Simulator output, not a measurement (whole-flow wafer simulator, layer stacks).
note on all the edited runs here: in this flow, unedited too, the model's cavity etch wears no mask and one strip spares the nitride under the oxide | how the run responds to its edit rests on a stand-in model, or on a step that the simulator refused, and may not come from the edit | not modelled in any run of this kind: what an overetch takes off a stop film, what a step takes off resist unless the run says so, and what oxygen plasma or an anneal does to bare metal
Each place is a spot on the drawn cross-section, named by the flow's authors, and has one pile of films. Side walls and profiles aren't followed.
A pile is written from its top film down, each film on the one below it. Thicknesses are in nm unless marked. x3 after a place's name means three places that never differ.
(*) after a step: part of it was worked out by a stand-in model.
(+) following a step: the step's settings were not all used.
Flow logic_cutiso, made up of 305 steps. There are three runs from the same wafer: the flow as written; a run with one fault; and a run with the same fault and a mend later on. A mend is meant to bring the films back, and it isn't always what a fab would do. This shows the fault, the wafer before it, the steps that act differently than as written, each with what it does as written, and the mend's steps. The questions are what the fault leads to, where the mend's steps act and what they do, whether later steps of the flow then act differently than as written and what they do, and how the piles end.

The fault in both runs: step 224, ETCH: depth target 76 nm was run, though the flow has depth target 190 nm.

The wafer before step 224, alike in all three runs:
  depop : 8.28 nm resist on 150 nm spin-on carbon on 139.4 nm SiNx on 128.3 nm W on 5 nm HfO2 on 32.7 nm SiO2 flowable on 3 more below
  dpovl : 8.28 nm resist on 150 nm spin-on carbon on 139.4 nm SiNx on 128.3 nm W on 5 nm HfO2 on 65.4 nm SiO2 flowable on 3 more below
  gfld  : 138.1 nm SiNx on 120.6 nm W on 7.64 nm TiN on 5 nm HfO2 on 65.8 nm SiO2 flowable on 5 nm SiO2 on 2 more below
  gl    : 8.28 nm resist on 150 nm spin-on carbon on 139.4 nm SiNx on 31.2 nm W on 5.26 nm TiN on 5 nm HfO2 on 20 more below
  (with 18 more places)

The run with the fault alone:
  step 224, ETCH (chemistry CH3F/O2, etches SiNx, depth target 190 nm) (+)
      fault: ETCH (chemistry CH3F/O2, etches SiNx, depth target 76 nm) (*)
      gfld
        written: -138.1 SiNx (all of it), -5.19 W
        fault: -76 SiNx
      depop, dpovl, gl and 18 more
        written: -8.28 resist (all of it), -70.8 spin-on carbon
        fault: -8.28 resist (all of it), -16.5 spin-on carbon
  Steps later in the flow that act otherwise than as written (1 more step, not shown, differs only slightly: by at most 2% or 0.5 nm, whichever is larger):
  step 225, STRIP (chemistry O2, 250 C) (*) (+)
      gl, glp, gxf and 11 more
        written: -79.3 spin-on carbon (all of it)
        fault: -133.5 spin-on carbon (all of it)
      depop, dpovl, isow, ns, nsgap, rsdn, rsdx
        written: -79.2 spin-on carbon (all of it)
        fault: -133.5 spin-on carbon (all of it)
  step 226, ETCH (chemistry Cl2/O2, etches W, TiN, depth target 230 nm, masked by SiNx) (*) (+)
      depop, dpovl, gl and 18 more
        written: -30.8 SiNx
        fault: nothing
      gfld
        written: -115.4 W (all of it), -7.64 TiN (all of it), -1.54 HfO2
        fault: nothing
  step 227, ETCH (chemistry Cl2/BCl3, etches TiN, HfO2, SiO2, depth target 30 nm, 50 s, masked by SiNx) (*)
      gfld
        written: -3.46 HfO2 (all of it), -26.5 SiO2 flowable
        fault: -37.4 SiNx
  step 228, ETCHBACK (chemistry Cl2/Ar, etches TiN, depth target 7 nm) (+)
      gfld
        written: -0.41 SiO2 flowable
        fault: -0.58 SiNx
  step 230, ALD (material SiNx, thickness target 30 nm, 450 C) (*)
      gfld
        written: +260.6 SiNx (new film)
        fault: +107.4 SiNx
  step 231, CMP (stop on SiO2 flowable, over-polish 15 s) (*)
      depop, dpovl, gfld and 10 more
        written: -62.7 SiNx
        fault: -93.5 SiNx
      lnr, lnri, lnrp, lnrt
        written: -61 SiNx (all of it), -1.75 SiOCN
        fault: -91.7 SiNx (all of it), -1.75 SiOCN
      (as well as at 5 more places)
  The piles end different from the flow's at gfld by more than 2% or 0.5 nm, whichever is larger.
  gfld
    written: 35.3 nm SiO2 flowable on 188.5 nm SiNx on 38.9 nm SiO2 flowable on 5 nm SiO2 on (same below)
    fault: 35.3 nm SiO2 flowable on 28.2 nm SiNx on 120.6 nm W on 7.64 nm TiN on 5 nm HfO2 on 65.8 nm SiO2 flowable on 5 nm SiO2 on (same below)

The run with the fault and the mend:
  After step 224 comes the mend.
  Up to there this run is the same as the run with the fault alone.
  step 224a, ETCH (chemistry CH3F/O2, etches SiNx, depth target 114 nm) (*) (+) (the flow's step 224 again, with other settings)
      depop, dpovl, gl and 18 more
        -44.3 spin-on carbon
      gfld
        -62.1 SiNx (all of it), -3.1 W
  Steps later in the flow that act otherwise than as written (5 more steps, not shown, differ only slightly: by at most 2% or 0.5 nm, whichever is larger):
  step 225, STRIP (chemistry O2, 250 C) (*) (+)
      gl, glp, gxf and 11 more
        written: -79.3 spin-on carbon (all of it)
        mend: -89.2 spin-on carbon (all of it)
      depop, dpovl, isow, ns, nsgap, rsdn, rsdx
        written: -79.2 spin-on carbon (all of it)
        mend: -89.2 spin-on carbon (all of it)
  At the end the piles are close to the flow's at the places that both follow, differing by at most 2% or 0.5 nm, whichever is larger.
